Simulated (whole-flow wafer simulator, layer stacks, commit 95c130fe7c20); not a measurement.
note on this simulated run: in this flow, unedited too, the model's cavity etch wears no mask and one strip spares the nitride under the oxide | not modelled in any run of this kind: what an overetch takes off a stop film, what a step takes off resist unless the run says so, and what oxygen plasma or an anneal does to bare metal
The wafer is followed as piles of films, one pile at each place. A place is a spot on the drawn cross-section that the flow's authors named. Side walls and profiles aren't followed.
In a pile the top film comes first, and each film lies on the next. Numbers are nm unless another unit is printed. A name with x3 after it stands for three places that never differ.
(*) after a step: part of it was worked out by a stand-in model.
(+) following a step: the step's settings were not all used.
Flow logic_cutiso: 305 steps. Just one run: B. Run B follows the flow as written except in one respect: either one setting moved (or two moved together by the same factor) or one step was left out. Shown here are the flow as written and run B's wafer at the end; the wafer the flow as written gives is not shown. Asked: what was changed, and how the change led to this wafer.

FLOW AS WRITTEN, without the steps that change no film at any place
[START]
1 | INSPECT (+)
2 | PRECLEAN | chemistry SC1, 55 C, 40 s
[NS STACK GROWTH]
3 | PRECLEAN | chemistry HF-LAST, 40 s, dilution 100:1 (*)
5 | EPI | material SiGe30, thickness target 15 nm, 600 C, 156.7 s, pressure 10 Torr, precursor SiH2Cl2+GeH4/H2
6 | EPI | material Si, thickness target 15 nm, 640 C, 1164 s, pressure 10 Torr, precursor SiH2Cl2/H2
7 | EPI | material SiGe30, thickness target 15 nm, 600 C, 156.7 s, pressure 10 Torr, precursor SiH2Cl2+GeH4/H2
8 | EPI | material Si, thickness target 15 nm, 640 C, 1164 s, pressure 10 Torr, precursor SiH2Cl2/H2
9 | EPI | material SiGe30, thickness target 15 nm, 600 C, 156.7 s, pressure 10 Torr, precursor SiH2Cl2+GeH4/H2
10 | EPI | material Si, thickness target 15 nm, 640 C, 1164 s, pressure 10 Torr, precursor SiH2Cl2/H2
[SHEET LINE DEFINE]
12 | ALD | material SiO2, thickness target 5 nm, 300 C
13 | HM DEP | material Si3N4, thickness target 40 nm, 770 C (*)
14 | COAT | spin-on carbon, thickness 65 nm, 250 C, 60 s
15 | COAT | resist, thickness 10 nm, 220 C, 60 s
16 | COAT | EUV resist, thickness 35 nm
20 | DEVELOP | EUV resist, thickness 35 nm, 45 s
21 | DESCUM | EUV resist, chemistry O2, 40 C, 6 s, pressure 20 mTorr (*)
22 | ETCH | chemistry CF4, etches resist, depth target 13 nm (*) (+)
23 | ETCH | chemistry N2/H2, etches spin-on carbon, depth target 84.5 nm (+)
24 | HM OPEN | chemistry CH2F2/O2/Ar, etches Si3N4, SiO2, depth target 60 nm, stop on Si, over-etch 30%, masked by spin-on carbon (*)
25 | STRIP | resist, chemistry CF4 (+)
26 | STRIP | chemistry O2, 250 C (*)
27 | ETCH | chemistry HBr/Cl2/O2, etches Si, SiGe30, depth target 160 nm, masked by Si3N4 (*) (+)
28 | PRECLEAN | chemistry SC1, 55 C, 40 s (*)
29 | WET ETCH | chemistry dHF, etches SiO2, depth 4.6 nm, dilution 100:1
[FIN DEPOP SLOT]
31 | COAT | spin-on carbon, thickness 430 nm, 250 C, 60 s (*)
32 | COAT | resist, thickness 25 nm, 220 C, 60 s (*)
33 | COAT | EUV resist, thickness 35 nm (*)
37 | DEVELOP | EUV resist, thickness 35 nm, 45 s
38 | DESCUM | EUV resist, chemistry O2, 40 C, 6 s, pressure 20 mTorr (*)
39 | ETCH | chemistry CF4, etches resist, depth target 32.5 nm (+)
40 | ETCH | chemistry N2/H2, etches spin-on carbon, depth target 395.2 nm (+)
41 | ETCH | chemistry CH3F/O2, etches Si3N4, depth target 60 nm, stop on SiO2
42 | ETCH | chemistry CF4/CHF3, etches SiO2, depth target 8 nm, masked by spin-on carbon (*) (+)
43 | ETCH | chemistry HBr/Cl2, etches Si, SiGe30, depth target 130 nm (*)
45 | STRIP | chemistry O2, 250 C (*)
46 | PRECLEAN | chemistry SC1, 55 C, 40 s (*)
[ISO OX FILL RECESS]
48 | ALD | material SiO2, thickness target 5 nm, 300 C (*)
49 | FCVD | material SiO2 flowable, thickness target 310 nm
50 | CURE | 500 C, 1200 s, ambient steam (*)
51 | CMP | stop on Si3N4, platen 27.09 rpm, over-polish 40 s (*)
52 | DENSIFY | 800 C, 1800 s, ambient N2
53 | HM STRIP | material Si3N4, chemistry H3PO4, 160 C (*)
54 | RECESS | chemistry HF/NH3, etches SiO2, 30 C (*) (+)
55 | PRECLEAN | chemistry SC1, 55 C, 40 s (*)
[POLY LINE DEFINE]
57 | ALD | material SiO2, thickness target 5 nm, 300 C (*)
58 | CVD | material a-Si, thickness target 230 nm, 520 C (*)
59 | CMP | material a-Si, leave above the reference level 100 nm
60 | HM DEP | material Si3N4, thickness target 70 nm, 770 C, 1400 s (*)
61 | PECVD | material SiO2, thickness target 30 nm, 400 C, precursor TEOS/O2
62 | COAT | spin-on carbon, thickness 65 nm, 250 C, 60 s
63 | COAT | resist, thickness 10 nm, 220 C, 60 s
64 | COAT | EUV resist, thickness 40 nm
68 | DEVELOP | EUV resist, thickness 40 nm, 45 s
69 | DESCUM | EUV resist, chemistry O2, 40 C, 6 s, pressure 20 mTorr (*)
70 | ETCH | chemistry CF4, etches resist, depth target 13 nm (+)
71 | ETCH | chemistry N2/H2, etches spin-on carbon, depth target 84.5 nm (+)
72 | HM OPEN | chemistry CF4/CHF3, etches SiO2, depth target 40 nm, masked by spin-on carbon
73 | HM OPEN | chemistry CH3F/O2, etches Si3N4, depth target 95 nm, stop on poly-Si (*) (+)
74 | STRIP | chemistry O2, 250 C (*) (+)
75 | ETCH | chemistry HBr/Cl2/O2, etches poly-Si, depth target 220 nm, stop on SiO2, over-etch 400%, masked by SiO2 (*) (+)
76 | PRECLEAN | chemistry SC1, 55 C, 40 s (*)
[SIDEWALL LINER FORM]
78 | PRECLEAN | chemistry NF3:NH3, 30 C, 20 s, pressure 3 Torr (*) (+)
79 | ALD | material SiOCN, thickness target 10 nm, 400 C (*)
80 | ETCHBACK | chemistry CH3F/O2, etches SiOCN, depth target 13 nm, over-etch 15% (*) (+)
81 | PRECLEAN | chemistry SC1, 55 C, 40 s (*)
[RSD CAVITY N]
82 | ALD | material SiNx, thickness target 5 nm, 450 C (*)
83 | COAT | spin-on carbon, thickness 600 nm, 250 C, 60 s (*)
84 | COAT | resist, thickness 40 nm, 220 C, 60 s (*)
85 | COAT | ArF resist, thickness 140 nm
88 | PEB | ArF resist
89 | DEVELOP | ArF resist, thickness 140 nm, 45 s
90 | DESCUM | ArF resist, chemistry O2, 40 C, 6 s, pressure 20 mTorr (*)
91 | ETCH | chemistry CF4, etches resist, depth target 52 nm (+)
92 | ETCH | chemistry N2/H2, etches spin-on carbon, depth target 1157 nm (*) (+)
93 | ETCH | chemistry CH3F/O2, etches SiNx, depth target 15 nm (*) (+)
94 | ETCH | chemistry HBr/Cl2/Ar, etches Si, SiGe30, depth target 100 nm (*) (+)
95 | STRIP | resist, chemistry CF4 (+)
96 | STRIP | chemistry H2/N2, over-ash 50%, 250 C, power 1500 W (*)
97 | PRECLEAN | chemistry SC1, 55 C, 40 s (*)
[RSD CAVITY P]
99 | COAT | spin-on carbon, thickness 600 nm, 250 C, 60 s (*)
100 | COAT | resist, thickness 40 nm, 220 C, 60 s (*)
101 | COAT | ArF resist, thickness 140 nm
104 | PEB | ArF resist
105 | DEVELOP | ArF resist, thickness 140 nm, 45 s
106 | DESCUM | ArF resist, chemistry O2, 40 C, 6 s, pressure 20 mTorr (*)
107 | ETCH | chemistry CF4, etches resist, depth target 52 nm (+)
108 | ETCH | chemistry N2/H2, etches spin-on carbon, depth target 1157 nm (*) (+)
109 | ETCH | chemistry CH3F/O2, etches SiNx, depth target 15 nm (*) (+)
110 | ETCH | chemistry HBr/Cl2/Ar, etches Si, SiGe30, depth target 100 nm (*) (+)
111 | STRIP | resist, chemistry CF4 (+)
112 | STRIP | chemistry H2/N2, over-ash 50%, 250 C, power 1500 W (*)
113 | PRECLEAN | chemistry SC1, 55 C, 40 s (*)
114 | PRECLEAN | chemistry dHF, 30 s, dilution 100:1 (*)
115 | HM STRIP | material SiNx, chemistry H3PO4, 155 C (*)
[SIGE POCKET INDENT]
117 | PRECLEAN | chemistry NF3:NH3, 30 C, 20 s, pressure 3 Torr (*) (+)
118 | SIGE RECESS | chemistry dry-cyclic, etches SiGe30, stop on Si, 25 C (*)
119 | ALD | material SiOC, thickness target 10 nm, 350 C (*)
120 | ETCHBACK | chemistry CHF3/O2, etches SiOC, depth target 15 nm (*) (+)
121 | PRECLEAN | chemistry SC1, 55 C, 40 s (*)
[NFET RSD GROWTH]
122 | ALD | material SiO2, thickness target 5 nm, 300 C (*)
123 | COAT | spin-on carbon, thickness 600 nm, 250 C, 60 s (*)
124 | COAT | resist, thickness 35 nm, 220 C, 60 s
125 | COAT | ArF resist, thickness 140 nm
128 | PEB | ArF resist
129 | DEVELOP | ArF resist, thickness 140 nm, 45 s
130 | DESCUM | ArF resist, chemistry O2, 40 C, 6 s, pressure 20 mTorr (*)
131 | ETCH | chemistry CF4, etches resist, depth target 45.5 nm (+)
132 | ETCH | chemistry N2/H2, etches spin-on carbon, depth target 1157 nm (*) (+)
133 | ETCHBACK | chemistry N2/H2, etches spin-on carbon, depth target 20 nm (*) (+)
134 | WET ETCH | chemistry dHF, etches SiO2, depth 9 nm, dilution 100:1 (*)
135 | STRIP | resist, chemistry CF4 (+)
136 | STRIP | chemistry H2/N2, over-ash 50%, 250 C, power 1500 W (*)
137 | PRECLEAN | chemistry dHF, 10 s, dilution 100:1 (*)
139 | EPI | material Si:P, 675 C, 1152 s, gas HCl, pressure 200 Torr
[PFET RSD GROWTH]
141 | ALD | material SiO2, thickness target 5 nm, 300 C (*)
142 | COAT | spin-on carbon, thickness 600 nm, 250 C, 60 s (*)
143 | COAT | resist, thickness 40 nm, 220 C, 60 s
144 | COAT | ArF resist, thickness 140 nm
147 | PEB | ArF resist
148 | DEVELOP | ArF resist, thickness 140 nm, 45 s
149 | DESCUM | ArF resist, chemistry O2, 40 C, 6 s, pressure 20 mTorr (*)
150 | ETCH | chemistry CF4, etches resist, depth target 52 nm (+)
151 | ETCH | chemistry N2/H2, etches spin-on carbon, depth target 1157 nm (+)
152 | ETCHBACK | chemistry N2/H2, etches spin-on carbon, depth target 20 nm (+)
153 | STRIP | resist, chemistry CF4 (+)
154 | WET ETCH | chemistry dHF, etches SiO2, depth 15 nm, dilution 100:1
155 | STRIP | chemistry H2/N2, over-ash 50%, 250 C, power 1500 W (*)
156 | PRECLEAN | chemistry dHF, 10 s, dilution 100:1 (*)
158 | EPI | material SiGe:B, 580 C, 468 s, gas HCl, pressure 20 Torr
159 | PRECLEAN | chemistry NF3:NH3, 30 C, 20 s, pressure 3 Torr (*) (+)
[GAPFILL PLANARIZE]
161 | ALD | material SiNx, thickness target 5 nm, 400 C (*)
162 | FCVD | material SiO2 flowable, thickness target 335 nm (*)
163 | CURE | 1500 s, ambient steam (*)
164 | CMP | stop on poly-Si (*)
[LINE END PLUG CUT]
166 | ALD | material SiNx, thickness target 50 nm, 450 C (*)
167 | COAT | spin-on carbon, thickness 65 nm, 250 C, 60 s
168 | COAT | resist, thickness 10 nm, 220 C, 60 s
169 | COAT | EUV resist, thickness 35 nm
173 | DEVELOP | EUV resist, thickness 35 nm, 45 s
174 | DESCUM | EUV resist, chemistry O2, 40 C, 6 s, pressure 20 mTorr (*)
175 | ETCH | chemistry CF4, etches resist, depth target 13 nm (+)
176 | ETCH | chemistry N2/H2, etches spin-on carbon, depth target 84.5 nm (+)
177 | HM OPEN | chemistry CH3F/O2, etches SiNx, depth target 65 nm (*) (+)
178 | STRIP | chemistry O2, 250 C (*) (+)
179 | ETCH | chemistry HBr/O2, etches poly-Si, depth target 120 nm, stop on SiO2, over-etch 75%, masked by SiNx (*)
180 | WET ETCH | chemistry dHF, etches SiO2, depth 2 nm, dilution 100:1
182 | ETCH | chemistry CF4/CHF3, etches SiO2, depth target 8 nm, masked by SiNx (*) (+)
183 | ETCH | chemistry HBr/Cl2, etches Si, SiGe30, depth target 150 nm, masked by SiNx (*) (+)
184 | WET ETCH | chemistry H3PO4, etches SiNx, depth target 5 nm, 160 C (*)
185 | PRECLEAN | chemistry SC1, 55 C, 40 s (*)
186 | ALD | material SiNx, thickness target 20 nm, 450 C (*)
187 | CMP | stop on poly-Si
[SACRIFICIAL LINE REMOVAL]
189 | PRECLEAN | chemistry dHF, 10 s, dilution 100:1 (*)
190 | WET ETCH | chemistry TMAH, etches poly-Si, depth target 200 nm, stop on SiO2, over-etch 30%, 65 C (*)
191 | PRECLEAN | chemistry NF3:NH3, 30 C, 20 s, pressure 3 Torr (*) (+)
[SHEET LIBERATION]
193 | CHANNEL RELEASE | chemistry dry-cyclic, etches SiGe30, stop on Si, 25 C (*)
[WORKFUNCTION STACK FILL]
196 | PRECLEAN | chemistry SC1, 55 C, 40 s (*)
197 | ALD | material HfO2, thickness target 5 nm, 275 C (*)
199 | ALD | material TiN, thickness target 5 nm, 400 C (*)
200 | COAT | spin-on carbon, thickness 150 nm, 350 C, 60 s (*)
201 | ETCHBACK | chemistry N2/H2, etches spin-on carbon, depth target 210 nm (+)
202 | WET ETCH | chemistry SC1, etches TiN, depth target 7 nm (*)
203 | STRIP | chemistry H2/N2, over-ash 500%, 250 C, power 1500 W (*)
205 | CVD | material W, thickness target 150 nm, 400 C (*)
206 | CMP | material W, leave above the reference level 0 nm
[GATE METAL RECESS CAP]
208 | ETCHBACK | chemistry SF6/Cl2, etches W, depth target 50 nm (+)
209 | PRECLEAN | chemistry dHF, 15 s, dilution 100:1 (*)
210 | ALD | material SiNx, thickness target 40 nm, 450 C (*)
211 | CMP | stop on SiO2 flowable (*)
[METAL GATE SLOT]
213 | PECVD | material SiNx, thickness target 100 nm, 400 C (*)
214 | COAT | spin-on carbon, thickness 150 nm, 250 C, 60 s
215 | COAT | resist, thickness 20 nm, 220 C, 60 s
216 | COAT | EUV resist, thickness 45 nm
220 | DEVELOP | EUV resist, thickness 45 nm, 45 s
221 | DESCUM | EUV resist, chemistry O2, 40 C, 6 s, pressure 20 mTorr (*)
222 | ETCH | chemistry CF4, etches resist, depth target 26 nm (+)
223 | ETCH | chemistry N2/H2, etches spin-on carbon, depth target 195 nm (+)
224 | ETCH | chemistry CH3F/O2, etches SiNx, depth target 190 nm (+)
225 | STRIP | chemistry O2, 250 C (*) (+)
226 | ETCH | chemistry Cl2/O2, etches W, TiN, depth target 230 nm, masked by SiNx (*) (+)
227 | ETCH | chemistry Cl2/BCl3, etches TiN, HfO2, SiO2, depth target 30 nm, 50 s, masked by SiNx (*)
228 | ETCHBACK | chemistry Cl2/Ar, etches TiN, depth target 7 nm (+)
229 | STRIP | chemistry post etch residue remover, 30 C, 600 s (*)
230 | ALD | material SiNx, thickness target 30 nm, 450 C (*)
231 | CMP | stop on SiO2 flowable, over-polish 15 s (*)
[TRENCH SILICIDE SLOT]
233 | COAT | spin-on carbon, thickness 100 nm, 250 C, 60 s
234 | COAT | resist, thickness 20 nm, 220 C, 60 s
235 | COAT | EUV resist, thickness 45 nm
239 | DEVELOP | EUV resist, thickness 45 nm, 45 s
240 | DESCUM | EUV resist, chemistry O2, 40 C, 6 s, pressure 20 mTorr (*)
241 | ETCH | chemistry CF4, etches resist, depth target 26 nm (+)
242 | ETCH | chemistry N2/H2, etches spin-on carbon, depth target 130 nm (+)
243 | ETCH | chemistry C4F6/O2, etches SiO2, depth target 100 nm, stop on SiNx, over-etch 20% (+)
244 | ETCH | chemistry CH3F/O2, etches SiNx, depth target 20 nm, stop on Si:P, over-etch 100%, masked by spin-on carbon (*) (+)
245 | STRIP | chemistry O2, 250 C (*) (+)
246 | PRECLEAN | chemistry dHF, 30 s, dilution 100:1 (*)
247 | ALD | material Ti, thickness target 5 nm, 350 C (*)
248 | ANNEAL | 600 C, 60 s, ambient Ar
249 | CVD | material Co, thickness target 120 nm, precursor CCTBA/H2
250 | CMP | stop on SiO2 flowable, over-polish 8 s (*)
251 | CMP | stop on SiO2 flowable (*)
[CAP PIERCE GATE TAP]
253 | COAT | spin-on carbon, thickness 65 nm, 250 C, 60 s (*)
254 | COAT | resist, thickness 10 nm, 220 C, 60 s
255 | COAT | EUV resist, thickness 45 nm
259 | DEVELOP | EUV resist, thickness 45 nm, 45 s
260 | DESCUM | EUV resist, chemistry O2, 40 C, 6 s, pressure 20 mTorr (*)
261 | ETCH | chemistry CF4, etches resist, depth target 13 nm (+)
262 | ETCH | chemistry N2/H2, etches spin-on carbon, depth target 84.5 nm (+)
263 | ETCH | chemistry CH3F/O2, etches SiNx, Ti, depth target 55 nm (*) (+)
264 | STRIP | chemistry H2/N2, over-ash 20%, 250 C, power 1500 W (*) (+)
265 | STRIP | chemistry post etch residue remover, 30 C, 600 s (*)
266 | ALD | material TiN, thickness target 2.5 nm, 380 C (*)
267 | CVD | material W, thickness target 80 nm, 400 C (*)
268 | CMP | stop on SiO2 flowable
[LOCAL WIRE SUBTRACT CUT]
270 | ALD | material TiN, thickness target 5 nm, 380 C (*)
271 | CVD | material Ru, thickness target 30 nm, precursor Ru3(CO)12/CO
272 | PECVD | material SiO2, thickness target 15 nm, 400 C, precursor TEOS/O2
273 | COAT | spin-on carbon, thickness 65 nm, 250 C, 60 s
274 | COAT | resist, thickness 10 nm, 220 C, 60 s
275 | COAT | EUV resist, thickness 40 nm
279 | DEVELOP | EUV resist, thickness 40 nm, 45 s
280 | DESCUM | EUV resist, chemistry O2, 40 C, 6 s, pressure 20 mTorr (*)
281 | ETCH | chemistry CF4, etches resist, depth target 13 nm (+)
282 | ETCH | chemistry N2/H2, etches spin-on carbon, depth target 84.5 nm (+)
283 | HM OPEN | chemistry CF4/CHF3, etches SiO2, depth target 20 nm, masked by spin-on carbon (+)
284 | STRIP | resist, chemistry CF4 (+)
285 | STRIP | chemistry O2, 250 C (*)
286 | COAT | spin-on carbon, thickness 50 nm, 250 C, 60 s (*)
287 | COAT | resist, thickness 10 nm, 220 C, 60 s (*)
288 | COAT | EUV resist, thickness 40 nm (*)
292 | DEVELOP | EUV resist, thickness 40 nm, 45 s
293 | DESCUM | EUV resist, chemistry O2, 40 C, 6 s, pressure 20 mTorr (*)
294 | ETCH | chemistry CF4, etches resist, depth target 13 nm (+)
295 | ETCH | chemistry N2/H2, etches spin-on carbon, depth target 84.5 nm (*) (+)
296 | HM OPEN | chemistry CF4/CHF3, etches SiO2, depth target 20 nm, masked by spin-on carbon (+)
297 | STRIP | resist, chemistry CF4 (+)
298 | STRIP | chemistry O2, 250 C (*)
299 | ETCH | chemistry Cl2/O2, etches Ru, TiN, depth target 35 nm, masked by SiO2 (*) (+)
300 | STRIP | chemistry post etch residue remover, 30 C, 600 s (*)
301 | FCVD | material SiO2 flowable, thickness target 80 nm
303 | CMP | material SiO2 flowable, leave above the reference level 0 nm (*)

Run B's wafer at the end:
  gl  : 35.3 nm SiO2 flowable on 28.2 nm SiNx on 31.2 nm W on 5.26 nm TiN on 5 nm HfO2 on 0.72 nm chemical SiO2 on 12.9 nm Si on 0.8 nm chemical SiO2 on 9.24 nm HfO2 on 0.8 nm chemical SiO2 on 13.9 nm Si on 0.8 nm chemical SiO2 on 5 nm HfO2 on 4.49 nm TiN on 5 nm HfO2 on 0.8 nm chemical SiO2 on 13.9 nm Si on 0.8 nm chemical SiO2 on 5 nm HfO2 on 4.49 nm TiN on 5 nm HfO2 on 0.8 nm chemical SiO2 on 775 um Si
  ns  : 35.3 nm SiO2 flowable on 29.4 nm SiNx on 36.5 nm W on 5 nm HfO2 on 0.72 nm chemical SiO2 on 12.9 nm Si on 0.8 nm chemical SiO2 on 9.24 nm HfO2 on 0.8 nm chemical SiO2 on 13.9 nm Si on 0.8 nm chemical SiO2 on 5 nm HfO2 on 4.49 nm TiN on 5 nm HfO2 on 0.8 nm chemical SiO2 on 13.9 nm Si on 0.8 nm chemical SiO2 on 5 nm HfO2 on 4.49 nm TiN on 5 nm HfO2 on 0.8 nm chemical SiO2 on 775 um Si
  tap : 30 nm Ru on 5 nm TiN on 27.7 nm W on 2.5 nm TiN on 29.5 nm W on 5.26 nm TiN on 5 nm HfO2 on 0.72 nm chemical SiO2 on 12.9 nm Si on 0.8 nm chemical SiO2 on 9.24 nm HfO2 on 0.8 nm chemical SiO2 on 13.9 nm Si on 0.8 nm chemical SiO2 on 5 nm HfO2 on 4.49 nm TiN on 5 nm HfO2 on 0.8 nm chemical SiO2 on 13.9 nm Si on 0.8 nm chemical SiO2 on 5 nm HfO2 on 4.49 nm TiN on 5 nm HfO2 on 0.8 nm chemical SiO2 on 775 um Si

What caused this: step 9, EPI: 101.9 s was run, whereas the flow has 156.7 s.

Step by step, how the change led to this:
  9 | EPI | material SiGe30, thickness target 15 nm, 600 C, 156.7 s, pressure 10 Torr, precursor SiH2Cl2+GeH4/H2
      depop, dpovl, gfld and 19 more: +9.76 SiGe30 (new film) (in the flow as written it would be: +15 SiGe30 (new film))
  27 | ETCH | chemistry HBr/Cl2/O2, etches Si, SiGe30, depth target 160 nm, masked by Si3N4 (*) (+)
      gfld, gxf, iso, lnri: -0.79 chemical SiO2 (all of it), -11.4 Si (all of it), -9.76 SiGe30 (all of it), -15 Si (all of it), -15 SiGe30 (all of it), -15 Si (all of it), -15 SiGe30 (all of it), -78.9 Si (in the flow as written it would be: -0.79 chemical SiO2 (all of it), -11.4 Si (all of it), -15 SiGe30 (all of it), -15 Si (all of it), -15 SiGe30 (all of it), -15 Si (all of it), -15 SiGe30 (all of it), -73.6 Si)
      dpovl, nsgap: -0.79 chemical SiO2 (all of it), -11.8 Si (all of it), -9.76 SiGe30 (all of it), -15 Si (all of it), -15 SiGe30 (all of it), -15 Si (all of it), -15 SiGe30 (all of it), -78.5 Si (in the flow as written it would be: -0.79 chemical SiO2 (all of it), -11.8 Si (all of it), -15 SiGe30 (all of it), -15 Si (all of it), -15 SiGe30 (all of it), -15 Si (all of it), -15 SiGe30 (all of it), -73.2 Si)
      (as well as at 1 more place)
  43 | ETCH | chemistry HBr/Cl2, etches Si, SiGe30, depth target 130 nm (*)
      depop: -14 Si (all of it), -9.76 SiGe30 (all of it), -15 Si (all of it), -15 SiGe30 (all of it), -15 Si (all of it), -15 SiGe30 (all of it), -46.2 Si (in the flow as written it would be: -14 Si (all of it), -15 SiGe30 (all of it), -15 Si (all of it), -15 SiGe30 (all of it), -15 Si (all of it), -15 SiGe30 (all of it), -41 Si)
  94 | ETCH | chemistry HBr/Cl2/Ar, etches Si, SiGe30, depth target 100 nm (*) (+)
      rsdn, rsdx: -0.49 chemical SiO2 (all of it), -12.8 Si (all of it), -9.76 SiGe30 (all of it), -15 Si (all of it), -15 SiGe30 (all of it), -15 Si (all of it), -15 SiGe30 (all of it), -17.4 Si (in the flow as written it would be: -0.49 chemical SiO2 (all of it), -12.8 Si (all of it), -15 SiGe30 (all of it), -15 Si (all of it), -15 SiGe30 (all of it), -15 Si (all of it), -15 SiGe30 (all of it), -12.2 Si)
  110 | ETCH | chemistry HBr/Cl2/Ar, etches Si, SiGe30, depth target 100 nm (*) (+)
      rsdp, rsdw: -0.49 chemical SiO2 (all of it), -12.8 Si (all of it), -9.76 SiGe30 (all of it), -15 Si (all of it), -15 SiGe30 (all of it), -15 Si (all of it), -15 SiGe30 (all of it), -17.4 Si (in the flow as written it would be: -0.49 chemical SiO2 (all of it), -12.8 Si (all of it), -15 SiGe30 (all of it), -15 Si (all of it), -15 SiGe30 (all of it), -15 Si (all of it), -15 SiGe30 (all of it), -12.2 Si)
  118 | SIGE RECESS | chemistry dry-cyclic, etches SiGe30, stop on Si, 25 C (*)
      lnr, lnrp, lnrt: -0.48 SiOCN, -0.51 Si, +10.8 cavity (new film), -9.76 SiGe30 (all of it), -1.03 Si, +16 cavity (new film), -15 SiGe30 (all of it), -1.03 Si, +16 cavity (new film), -15 SiGe30 (all of it), -0.51 Si (in the flow as written it would be: -0.48 SiOCN, -0.51 Si, +16 cavity (new film), -15 SiGe30 (all of it), -1.03 Si, +16 cavity (new film), -15 SiGe30 (all of it), -1.03 Si, +16 cavity (new film), -15 SiGe30 (all of it), -0.51 Si)
  119 | ALD | material SiOC, thickness target 10 nm, 350 C (*)
      lnr, lnrp, lnrt: +10 SiOC (new film), +10.8 SiOC (new film), -10.8 cavity (all of it), +16 SiOC (new film), -16 cavity (all of it), +16 SiOC (new film), -16 cavity (all of it) (in the flow as written it would be: +10 SiOC (new film), +16 SiOC (new film), -16 cavity (all of it), +16 SiOC (new film), -16 cavity (all of it), +16 SiOC (new film), -16 cavity (all of it))
  183 | ETCH | chemistry HBr/Cl2, etches Si, SiGe30, depth target 150 nm, masked by SiNx (*) (+)
      plug: -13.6 Si (all of it), -9.76 SiGe30 (all of it), -15 Si (all of it), -15 SiGe30 (all of it), -15 Si (all of it), -15 SiGe30 (all of it), -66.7 Si (in the flow as written it would be: -13.6 Si (all of it), -15 SiGe30 (all of it), -15 Si (all of it), -15 SiGe30 (all of it), -15 Si (all of it), -15 SiGe30 (all of it), -61.4 Si)
  193 | CHANNEL RELEASE | chemistry dry-cyclic, etches SiGe30, stop on Si, 25 C (*)
      gl, glp, gxn, gxp, ns, tap: +0.8 chemical SiO2 (new film), -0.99 Si, +0.8 chemical SiO2 (new film), +9.24 cavity (new film), +0.8 chemical SiO2 (new film), -9.76 SiGe30 (all of it), -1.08 Si, +0.8 chemical SiO2 (new film), +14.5 cavity (new film), +0.8 chemical SiO2 (new film), -15 SiGe30 (all of it), -1.08 Si, +0.8 chemical SiO2 (new film), +14.5 cavity (new film), +0.8 chemical SiO2 (new film), -15 SiGe30 (all of it), -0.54 Si (in the flow as written it would be: +0.8 chemical SiO2 (new film), -0.99 Si, +0.8 chemical SiO2 (new film), +14.5 cavity (new film), +0.8 chemical SiO2 (new film), -15 SiGe30 (all of it), -1.08 Si, +0.8 chemical SiO2 (new film), +14.5 cavity (new film), +0.8 chemical SiO2 (new film), -15 SiGe30 (all of it), -1.08 Si, +0.8 chemical SiO2 (new film), +14.5 cavity (new film), +0.8 chemical SiO2 (new film), -15 SiGe30 (all of it), -0.54 Si)
  197 | ALD | material HfO2, thickness target 5 nm, 275 C (*)
      gl, glp, gxn, gxp, ns, tap: +5 HfO2 (new film), +9.24 HfO2 (new film), -9.24 cavity (all of it), +5 HfO2 (new film), -10 cavity, +5 HfO2 (new film), +5 HfO2 (new film), -10 cavity, +5 HfO2 (new film) (in the flow as written it would be: +5 HfO2 (new film), +5 HfO2 (new film), -10 cavity, +5 HfO2 (new film), +5 HfO2 (new film), -10 cavity, +5 HfO2 (new film), +5 HfO2 (new film), -10 cavity, +5 HfO2 (new film))
  199 | ALD | material TiN, thickness target 5 nm, 400 C (*)
      gl, glp, tap: +5.26 TiN (new film), +4.49 TiN (new film), -4.49 cavity (all of it), +4.49 TiN (new film), -4.49 cavity (all of it) (in the flow as written it would be: +5.26 TiN (new film), +4.49 TiN (new film), -4.49 cavity (all of it), +4.49 TiN (new film), -4.49 cavity (all of it), +4.49 TiN (new film), -4.49 cavity (all of it))
      gxn, gxp, ns: +5 TiN (new film), +4.49 TiN (new film), -4.49 cavity (all of it), +4.49 TiN (new film), -4.49 cavity (all of it) (in the flow as written it would be: +5 TiN (new film), +4.49 TiN (new film), -4.49 cavity (all of it), +4.49 TiN (new film), -4.49 cavity (all of it), +4.49 TiN (new film), -4.49 cavity (all of it))
With metal films that touch counted as one body, gl has 3 bodies (between them, from the top down: HfO2 5 / chemical SiO2 0.72 / Si 12.9 / chemical SiO2 0.8 / HfO2 9.24 / chemical SiO2 0.8 / Si 13.9 / chemical SiO2 0.8 / HfO2 5; HfO2 5 / chemical SiO2 0.8 / Si 13.9 / chemical SiO2 0.8 / HfO2 5); the flow as written gives 4 bodies (between them, from the top down: HfO2 5 / chemical SiO2 0.72 / Si 12.9 / chemical SiO2 0.8 / HfO2 5; HfO2 5 / chemical SiO2 0.8 / Si 13.9 / chemical SiO2 0.8 / HfO2 5; HfO2 5 / chemical SiO2 0.8 / Si 13.9 / chemical SiO2 0.8 / HfO2 5).
With metal films that touch counted as one body, ns has 3 bodies (between them, from the top down: HfO2 5 / chemical SiO2 0.72 / Si 12.9 / chemical SiO2 0.8 / HfO2 9.24 / chemical SiO2 0.8 / Si 13.9 / chemical SiO2 0.8 / HfO2 5; HfO2 5 / chemical SiO2 0.8 / Si 13.9 / chemical SiO2 0.8 / HfO2 5); the flow as written gives 4 bodies (between them, from the top down: HfO2 5 / chemical SiO2 0.72 / Si 12.9 / chemical SiO2 0.8 / HfO2 5; HfO2 5 / chemical SiO2 0.8 / Si 13.9 / chemical SiO2 0.8 / HfO2 5; HfO2 5 / chemical SiO2 0.8 / Si 13.9 / chemical SiO2 0.8 / HfO2 5).
With metal films that touch counted as one body, tap has 3 bodies (between them, from the top down: HfO2 5 / chemical SiO2 0.72 / Si 12.9 / chemical SiO2 0.8 / HfO2 9.24 / chemical SiO2 0.8 / Si 13.9 / chemical SiO2 0.8 / HfO2 5; HfO2 5 / chemical SiO2 0.8 / Si 13.9 / chemical SiO2 0.8 / HfO2 5); the flow as written gives 4 bodies (between them, from the top down: HfO2 5 / chemical SiO2 0.72 / Si 12.9 / chemical SiO2 0.8 / HfO2 5; HfO2 5 / chemical SiO2 0.8 / Si 13.9 / chemical SiO2 0.8 / HfO2 5; HfO2 5 / chemical SiO2 0.8 / Si 13.9 / chemical SiO2 0.8 / HfO2 5).
